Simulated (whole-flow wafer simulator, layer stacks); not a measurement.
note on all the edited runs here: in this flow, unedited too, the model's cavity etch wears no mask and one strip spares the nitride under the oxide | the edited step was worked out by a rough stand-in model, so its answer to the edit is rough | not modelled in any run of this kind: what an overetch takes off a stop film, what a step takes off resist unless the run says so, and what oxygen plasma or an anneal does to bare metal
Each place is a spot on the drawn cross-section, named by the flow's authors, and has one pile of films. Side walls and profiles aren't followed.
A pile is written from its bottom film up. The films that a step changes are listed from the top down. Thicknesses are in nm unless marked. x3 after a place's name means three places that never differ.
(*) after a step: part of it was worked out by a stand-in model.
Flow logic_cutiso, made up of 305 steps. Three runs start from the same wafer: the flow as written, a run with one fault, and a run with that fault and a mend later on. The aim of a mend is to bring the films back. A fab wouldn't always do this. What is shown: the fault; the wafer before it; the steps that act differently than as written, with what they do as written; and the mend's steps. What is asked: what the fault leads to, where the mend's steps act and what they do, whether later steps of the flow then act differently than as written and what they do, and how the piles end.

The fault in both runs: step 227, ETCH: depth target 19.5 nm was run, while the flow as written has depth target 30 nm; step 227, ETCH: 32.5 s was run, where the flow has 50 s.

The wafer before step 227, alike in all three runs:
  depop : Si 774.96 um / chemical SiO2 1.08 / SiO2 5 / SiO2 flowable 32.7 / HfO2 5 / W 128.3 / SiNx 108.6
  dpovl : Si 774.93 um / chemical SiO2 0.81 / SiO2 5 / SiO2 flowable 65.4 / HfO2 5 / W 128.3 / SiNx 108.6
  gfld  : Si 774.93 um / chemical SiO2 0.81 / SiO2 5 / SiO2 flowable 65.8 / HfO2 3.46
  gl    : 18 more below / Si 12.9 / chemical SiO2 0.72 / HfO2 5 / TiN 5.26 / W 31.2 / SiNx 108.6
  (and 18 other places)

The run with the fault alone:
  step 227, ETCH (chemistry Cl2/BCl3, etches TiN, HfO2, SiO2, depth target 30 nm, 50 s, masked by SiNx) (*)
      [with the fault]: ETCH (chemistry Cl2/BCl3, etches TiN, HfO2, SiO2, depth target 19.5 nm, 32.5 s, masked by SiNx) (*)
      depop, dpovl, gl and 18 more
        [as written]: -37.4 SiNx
        [with the fault]: -24.3 SiNx
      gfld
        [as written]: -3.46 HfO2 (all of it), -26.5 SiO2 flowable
        [with the fault]: -3.46 HfO2 (all of it), -16 SiO2 flowable
  Steps further on in the flow that do not act as written (not shown: 1 more step that differs only slightly, by at most 2% or 0.5 nm, whichever is larger):
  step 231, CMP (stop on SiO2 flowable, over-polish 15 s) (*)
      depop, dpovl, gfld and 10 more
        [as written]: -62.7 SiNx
        [with the fault]: -75.8 SiNx
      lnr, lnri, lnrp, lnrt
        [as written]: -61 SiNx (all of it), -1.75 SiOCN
        [with the fault]: -74.1 SiNx (all of it), -1.75 SiOCN
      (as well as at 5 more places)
  By the end, the piles at gfld depart from the flow's by more than 2% or 0.5 nm, whichever is larger.
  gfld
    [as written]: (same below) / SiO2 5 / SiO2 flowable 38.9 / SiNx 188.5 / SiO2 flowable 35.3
    [with the fault]: (same below) / SiO2 5 / SiO2 flowable 49.4 / SiNx 178 / SiO2 flowable 35.3

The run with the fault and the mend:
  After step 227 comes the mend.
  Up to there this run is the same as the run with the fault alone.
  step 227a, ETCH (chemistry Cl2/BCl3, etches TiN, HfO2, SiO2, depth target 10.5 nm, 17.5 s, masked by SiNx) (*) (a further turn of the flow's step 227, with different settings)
      depop, dpovl, gl and 18 more
        -13.1 SiNx
      gfld
        -10.5 SiO2 flowable
  Every later step of the flow that is run acts as written at every place that is followed.
  By the end, the piles equal the flow's at every place that both follow.
